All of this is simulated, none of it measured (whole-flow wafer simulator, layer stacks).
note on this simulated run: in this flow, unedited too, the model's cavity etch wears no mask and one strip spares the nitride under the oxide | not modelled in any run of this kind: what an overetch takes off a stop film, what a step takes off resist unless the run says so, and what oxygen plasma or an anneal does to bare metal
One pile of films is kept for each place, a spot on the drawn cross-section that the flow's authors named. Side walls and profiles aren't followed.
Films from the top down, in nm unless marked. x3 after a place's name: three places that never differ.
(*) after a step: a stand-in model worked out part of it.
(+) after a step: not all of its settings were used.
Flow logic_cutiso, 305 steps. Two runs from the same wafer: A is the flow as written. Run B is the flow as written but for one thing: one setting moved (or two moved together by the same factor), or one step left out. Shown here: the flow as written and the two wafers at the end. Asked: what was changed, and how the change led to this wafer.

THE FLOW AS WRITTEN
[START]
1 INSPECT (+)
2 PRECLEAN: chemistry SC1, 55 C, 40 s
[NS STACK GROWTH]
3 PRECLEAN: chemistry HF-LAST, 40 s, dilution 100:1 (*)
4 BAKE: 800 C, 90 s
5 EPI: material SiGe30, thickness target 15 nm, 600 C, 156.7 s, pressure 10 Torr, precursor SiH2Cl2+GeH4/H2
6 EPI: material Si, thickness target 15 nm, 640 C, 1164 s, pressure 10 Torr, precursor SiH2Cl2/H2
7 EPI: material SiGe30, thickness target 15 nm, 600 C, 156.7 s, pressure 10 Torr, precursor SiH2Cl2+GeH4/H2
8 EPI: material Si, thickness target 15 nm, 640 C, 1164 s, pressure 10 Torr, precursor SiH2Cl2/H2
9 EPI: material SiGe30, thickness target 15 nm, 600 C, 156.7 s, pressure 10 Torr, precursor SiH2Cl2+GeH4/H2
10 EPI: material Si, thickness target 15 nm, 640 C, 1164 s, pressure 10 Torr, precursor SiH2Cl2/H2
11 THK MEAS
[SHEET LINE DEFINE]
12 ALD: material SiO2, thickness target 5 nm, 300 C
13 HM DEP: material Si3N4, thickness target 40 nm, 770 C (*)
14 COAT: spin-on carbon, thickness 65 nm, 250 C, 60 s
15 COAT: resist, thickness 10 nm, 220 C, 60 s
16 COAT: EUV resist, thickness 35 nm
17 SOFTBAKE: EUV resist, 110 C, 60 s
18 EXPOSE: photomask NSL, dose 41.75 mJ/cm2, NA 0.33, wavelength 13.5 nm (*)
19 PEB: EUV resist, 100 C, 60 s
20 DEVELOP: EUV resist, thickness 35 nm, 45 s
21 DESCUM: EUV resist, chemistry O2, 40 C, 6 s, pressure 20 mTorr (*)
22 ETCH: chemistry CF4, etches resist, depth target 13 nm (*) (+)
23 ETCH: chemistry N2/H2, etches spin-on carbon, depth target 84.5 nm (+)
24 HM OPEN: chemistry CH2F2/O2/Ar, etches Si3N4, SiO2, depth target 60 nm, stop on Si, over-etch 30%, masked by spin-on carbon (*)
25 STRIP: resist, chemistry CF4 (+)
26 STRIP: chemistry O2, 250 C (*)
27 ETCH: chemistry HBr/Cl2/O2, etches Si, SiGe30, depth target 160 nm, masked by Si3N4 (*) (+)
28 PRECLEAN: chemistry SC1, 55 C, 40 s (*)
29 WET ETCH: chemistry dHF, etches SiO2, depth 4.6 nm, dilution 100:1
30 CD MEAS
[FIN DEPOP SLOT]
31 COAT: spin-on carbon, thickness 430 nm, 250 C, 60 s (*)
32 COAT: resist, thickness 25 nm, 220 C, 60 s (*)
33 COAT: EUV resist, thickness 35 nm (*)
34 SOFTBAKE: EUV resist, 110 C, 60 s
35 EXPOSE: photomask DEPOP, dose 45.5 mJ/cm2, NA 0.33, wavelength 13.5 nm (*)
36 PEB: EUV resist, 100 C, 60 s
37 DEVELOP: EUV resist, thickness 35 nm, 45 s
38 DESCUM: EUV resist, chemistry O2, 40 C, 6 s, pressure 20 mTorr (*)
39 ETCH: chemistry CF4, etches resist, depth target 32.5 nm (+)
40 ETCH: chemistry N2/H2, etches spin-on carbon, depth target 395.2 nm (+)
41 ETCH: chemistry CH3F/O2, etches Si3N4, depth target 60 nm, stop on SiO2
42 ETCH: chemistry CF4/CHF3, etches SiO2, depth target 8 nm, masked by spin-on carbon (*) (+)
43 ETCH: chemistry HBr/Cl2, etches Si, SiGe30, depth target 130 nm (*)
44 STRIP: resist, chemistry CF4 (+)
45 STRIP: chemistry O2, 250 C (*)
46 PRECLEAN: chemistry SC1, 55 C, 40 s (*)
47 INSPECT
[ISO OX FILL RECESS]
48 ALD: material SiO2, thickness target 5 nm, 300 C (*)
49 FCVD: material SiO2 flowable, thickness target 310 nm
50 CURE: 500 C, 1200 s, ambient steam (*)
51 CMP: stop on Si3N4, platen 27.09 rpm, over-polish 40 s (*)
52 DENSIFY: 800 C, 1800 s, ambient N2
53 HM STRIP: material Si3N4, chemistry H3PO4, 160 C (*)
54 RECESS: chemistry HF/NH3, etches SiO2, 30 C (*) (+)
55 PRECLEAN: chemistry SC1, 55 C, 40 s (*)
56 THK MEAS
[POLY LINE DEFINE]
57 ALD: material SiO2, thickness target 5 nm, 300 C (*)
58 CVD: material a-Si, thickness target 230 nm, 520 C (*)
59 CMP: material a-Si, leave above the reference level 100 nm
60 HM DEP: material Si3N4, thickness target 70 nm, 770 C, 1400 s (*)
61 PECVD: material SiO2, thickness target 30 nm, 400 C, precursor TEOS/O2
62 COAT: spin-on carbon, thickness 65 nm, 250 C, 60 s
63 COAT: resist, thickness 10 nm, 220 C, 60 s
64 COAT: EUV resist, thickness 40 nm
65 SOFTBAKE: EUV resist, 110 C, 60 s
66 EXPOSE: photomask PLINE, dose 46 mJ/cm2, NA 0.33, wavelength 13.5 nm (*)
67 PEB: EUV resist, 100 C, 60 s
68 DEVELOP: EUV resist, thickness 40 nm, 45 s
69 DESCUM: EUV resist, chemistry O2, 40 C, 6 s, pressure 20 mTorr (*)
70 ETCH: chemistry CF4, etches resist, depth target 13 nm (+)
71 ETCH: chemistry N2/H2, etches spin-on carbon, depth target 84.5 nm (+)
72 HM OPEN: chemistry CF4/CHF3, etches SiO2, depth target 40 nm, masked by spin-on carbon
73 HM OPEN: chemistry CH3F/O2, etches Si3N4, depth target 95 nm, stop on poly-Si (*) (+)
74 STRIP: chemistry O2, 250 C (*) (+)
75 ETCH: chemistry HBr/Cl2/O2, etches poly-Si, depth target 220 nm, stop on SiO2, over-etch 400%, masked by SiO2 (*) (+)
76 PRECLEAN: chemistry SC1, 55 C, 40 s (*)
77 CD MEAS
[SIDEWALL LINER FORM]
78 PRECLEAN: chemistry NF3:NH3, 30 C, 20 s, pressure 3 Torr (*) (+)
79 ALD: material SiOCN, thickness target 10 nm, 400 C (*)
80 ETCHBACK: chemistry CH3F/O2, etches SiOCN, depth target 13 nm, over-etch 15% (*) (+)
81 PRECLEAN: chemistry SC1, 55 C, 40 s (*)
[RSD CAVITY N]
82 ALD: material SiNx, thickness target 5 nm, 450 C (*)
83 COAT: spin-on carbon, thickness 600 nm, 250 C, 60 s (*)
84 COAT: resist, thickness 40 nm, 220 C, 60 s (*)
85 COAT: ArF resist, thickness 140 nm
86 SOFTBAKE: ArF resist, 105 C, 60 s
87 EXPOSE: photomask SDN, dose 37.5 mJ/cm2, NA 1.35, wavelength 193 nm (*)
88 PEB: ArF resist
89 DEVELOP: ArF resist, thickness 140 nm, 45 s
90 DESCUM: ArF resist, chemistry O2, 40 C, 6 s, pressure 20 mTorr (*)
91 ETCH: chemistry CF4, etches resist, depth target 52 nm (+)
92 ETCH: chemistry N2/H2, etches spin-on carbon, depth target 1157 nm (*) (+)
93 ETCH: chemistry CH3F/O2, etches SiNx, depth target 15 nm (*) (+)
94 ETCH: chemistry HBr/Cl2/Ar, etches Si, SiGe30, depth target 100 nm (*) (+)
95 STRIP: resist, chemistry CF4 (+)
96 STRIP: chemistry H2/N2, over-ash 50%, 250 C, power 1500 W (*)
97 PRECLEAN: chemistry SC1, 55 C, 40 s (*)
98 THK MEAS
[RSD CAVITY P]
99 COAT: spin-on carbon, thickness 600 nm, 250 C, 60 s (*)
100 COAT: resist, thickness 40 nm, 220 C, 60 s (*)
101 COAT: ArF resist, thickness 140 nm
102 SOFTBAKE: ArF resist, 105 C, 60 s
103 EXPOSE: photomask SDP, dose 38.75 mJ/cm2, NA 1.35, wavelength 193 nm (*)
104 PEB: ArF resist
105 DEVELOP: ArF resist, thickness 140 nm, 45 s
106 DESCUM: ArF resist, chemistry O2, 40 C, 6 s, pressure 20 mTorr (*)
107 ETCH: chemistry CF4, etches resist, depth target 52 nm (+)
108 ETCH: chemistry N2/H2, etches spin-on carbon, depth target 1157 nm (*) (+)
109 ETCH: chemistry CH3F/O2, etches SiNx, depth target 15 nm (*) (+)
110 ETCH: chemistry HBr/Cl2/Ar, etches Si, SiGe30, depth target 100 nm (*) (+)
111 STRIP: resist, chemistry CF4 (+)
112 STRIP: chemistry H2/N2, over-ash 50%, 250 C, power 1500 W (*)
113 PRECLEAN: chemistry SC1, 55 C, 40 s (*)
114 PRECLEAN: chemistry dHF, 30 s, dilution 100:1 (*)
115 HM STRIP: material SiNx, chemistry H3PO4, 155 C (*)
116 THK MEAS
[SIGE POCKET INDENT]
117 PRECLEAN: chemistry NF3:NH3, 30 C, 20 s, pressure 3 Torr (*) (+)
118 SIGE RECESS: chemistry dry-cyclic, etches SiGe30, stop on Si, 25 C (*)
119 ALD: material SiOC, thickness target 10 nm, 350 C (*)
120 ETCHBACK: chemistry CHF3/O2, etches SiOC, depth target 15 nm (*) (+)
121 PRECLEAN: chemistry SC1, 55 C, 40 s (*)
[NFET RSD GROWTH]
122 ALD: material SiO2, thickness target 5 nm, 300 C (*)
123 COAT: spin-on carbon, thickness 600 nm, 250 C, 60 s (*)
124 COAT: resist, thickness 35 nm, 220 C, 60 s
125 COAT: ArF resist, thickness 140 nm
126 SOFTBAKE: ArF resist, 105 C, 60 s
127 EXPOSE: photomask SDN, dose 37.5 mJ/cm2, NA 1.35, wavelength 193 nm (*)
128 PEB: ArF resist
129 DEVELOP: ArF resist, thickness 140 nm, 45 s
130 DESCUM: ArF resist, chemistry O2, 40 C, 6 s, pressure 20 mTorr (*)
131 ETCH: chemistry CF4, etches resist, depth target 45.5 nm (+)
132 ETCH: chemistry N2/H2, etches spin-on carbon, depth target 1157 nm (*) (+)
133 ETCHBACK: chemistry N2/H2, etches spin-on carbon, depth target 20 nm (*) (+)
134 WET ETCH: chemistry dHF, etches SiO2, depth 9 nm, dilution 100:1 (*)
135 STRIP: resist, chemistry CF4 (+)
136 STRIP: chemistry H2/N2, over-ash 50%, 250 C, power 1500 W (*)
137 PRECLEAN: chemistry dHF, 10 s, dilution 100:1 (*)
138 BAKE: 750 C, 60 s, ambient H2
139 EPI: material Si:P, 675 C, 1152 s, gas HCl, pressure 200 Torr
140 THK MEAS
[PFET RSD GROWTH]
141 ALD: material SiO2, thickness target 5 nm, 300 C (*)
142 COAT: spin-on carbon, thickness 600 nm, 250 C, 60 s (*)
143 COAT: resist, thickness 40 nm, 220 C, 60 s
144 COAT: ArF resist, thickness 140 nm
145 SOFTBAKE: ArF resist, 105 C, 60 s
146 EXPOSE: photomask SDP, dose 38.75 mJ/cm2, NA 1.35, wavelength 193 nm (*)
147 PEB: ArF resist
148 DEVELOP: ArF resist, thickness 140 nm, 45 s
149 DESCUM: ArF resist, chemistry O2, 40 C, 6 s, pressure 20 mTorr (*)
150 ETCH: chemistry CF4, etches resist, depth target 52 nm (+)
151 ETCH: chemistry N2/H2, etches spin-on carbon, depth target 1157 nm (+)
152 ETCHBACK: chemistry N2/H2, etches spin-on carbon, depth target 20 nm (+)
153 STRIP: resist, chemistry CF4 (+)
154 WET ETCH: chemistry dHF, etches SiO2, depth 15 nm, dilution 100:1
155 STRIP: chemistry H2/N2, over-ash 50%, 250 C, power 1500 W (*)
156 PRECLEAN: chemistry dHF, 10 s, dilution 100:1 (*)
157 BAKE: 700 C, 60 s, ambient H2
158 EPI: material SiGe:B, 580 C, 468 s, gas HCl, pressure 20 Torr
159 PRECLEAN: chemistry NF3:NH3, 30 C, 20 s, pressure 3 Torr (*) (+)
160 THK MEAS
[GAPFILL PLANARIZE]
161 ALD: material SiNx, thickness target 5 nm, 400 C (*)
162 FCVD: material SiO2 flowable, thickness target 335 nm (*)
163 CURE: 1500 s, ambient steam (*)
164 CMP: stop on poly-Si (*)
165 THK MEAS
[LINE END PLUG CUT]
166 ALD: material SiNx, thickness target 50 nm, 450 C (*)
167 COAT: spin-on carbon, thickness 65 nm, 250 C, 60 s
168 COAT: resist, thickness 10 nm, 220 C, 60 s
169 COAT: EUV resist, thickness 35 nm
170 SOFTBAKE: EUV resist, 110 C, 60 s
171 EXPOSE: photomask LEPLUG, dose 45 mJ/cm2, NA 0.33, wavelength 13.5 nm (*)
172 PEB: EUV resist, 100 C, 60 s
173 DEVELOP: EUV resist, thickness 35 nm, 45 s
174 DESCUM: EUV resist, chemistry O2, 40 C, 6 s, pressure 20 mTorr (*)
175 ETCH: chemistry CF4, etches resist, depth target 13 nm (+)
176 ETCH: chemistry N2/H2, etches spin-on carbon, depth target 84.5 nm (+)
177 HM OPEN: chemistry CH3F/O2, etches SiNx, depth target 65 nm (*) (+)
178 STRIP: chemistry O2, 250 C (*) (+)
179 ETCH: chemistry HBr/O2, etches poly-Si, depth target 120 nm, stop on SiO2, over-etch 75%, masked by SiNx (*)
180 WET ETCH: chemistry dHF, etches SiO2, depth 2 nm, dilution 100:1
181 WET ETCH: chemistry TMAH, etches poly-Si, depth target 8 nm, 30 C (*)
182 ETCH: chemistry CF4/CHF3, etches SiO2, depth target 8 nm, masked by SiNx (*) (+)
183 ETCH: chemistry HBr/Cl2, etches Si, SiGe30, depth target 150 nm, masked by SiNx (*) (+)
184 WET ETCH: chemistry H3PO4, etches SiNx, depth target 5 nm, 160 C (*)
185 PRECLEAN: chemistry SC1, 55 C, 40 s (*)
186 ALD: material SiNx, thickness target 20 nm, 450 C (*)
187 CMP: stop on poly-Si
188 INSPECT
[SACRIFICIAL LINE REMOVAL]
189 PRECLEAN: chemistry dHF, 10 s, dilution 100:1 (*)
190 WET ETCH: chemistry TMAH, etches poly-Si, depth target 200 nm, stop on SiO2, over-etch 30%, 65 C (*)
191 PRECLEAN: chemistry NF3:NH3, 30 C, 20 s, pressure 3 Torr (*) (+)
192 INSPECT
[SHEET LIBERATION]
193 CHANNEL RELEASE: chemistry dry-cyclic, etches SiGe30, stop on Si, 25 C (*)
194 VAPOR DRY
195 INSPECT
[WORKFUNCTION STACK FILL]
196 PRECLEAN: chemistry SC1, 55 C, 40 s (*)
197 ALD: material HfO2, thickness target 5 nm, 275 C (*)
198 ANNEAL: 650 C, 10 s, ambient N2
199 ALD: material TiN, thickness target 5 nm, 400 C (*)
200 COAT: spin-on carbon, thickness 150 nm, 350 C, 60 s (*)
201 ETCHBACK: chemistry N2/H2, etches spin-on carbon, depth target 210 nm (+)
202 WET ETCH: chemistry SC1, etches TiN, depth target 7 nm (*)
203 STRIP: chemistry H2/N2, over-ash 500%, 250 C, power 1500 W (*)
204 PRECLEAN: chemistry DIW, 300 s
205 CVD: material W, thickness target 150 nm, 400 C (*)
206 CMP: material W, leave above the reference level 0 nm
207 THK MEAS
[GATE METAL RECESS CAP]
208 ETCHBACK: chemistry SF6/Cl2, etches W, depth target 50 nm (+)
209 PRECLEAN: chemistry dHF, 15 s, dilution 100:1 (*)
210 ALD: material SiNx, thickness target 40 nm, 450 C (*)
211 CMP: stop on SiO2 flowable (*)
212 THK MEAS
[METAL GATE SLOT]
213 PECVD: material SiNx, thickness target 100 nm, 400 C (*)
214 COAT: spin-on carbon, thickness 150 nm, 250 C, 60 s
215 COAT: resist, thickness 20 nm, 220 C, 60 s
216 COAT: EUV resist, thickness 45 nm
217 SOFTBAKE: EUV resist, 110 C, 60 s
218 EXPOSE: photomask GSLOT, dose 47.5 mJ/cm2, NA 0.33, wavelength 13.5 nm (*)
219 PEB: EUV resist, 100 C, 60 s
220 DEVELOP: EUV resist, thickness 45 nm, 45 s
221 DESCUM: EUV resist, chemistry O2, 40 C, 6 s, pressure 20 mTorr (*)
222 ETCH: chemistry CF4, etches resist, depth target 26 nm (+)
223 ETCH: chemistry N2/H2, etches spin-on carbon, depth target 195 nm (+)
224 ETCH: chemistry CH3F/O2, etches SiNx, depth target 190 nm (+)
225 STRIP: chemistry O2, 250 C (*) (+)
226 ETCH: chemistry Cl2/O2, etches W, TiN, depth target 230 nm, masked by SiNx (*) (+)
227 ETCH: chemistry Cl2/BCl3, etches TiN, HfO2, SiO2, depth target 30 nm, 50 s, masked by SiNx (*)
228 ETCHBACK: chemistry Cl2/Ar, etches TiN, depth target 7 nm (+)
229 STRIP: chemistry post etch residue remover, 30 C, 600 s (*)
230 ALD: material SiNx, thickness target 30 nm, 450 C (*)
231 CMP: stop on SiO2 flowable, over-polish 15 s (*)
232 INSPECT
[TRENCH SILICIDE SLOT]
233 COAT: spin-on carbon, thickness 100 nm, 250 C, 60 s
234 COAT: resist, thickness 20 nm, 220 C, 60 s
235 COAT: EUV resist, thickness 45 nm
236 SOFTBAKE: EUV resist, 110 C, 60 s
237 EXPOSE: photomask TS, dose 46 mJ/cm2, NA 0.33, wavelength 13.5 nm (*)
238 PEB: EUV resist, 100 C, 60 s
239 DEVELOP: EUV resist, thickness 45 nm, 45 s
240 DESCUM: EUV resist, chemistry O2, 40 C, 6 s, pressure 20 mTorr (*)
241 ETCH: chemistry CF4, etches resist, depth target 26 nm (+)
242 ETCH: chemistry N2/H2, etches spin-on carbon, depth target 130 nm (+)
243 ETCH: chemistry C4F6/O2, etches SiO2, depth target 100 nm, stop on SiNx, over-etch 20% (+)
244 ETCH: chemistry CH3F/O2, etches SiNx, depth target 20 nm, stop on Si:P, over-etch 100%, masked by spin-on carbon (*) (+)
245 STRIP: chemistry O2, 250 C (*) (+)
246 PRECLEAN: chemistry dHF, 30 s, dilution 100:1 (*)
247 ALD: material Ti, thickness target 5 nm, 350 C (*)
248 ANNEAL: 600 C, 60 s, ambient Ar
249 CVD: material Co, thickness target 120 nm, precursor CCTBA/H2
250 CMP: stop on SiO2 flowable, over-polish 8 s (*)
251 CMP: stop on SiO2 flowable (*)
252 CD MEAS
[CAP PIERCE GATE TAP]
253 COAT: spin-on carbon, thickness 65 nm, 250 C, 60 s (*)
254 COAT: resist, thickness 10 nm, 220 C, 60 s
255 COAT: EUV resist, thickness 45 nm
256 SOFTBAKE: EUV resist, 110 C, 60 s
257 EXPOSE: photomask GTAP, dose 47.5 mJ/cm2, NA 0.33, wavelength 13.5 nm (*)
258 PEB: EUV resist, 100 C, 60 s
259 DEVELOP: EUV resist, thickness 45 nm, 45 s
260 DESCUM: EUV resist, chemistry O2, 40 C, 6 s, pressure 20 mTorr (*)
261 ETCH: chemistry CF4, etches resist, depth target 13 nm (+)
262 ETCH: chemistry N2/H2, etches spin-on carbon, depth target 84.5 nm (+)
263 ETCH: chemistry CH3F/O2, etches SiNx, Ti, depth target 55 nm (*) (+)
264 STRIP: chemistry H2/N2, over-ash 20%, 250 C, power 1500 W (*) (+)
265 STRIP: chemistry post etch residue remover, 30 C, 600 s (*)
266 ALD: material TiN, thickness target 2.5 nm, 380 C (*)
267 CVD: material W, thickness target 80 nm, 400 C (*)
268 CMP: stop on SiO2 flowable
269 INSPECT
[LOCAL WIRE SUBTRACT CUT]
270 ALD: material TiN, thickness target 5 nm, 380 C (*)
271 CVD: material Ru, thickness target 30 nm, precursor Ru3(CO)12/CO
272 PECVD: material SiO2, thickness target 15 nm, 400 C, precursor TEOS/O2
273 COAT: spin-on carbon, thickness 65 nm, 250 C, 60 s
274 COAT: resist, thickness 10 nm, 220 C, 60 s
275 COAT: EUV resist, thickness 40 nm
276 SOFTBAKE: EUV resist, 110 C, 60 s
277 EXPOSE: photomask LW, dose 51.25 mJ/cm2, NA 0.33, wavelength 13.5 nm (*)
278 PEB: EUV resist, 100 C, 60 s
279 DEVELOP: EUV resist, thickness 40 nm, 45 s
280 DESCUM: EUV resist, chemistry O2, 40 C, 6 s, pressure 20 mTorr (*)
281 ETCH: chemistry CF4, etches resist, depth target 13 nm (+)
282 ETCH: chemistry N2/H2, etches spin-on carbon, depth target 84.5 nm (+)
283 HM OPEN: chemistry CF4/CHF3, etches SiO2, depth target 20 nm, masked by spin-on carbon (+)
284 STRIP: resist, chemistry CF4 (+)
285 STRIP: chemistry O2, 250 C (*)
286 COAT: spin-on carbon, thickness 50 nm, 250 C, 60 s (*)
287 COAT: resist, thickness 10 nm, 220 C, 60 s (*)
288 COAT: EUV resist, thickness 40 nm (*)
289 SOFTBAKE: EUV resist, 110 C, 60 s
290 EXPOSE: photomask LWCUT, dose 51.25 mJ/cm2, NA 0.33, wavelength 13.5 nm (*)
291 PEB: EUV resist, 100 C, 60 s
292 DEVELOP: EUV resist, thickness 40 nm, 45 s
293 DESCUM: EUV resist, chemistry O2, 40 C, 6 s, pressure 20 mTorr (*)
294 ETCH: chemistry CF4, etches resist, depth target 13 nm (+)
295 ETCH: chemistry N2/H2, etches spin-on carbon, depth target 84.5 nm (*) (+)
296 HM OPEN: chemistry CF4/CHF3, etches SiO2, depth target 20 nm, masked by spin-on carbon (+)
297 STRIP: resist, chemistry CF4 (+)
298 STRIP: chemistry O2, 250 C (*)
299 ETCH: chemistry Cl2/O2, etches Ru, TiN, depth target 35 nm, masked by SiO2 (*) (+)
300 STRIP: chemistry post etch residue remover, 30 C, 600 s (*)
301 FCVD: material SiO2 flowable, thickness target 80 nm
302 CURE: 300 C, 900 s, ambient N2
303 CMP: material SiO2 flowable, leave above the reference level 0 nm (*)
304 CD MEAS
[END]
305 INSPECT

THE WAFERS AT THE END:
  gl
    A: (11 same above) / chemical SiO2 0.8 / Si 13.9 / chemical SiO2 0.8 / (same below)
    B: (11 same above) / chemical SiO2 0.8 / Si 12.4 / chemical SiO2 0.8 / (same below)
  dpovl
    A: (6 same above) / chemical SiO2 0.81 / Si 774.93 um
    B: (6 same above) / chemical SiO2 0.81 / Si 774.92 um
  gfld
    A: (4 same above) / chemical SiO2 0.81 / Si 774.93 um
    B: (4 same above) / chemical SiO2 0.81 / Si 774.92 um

The cause: step 8, EPI: thickness target 13.5 nm was run, where the flow has thickness target 15 nm; step 8, EPI: 1048 s was run, where the flow has 1164 s.

How the change led to this, step by step:
  8 EPI: material Si, thickness target 15 nm, 640 C, 1164 s, pressure 10 Torr, precursor SiH2Cl2/H2
      depop, dpovl, gfld and 19 more: A Si +15 (new film) | B Si +13.5 (new film)
  27 ETCH: chemistry HBr/Cl2/O2, etches Si, SiGe30, depth target 160 nm, masked by Si3N4 (*) (+)
      gfld, gxf, iso, lnri: A chemical SiO2 -0.79 (all of it), Si -11.4 (all of it), SiGe30 -15 (all of it), Si -15 (all of it), SiGe30 -15 (all of it), Si -15 (all of it), SiGe30 -15 (all of it), Si -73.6 | B chemical SiO2 -0.79 (all of it), Si -11.4 (all of it), SiGe30 -15 (all of it), Si -13.5 (all of it), SiGe30 -15 (all of it), Si -15 (all of it), SiGe30 -15 (all of it), Si -75.1
      dpovl, nsgap: A chemical SiO2 -0.79 (all of it), Si -11.8 (all of it), SiGe30 -15 (all of it), Si -15 (all of it), SiGe30 -15 (all of it), Si -15 (all of it), SiGe30 -15 (all of it), Si -73.2 | B chemical SiO2 -0.79 (all of it), Si -11.8 (all of it), SiGe30 -15 (all of it), Si -13.5 (all of it), SiGe30 -15 (all of it), Si -15 (all of it), SiGe30 -15 (all of it), Si -74.7
      (and at 1 more place)
  43 ETCH: chemistry HBr/Cl2, etches Si, SiGe30, depth target 130 nm (*)
      depop: A Si -14 (all of it), SiGe30 -15 (all of it), Si -15 (all of it), SiGe30 -15 (all of it), Si -15 (all of it), SiGe30 -15 (all of it), Si -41 | B Si -14 (all of it), SiGe30 -15 (all of it), Si -13.5 (all of it), SiGe30 -15 (all of it), Si -15 (all of it), SiGe30 -15 (all of it), Si -42.5
  94 ETCH: chemistry HBr/Cl2/Ar, etches Si, SiGe30, depth target 100 nm (*) (+)
      rsdn, rsdx: A chemical SiO2 -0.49 (all of it), Si -12.8 (all of it), SiGe30 -15 (all of it), Si -15 (all of it), SiGe30 -15 (all of it), Si -15 (all of it), SiGe30 -15 (all of it), Si -12.2 | B chemical SiO2 -0.49 (all of it), Si -12.8 (all of it), SiGe30 -15 (all of it), Si -13.5 (all of it), SiGe30 -15 (all of it), Si -15 (all of it), SiGe30 -15 (all of it), Si -13.7
  110 ETCH: chemistry HBr/Cl2/Ar, etches Si, SiGe30, depth target 100 nm (*) (+)
      rsdp, rsdw: A chemical SiO2 -0.49 (all of it), Si -12.8 (all of it), SiGe30 -15 (all of it), Si -15 (all of it), SiGe30 -15 (all of it), Si -15 (all of it), SiGe30 -15 (all of it), Si -12.2 | B chemical SiO2 -0.49 (all of it), Si -12.8 (all of it), SiGe30 -15 (all of it), Si -13.5 (all of it), SiGe30 -15 (all of it), Si -15 (all of it), SiGe30 -15 (all of it), Si -13.7
  183 ETCH: chemistry HBr/Cl2, etches Si, SiGe30, depth target 150 nm, masked by SiNx (*) (+)
      plug: A Si -13.6 (all of it), SiGe30 -15 (all of it), Si -15 (all of it), SiGe30 -15 (all of it), Si -15 (all of it), SiGe30 -15 (all of it), Si -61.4 | B Si -13.6 (all of it), SiGe30 -15 (all of it), Si -13.5 (all of it), SiGe30 -15 (all of it), Si -15 (all of it), SiGe30 -15 (all of it), Si -62.9
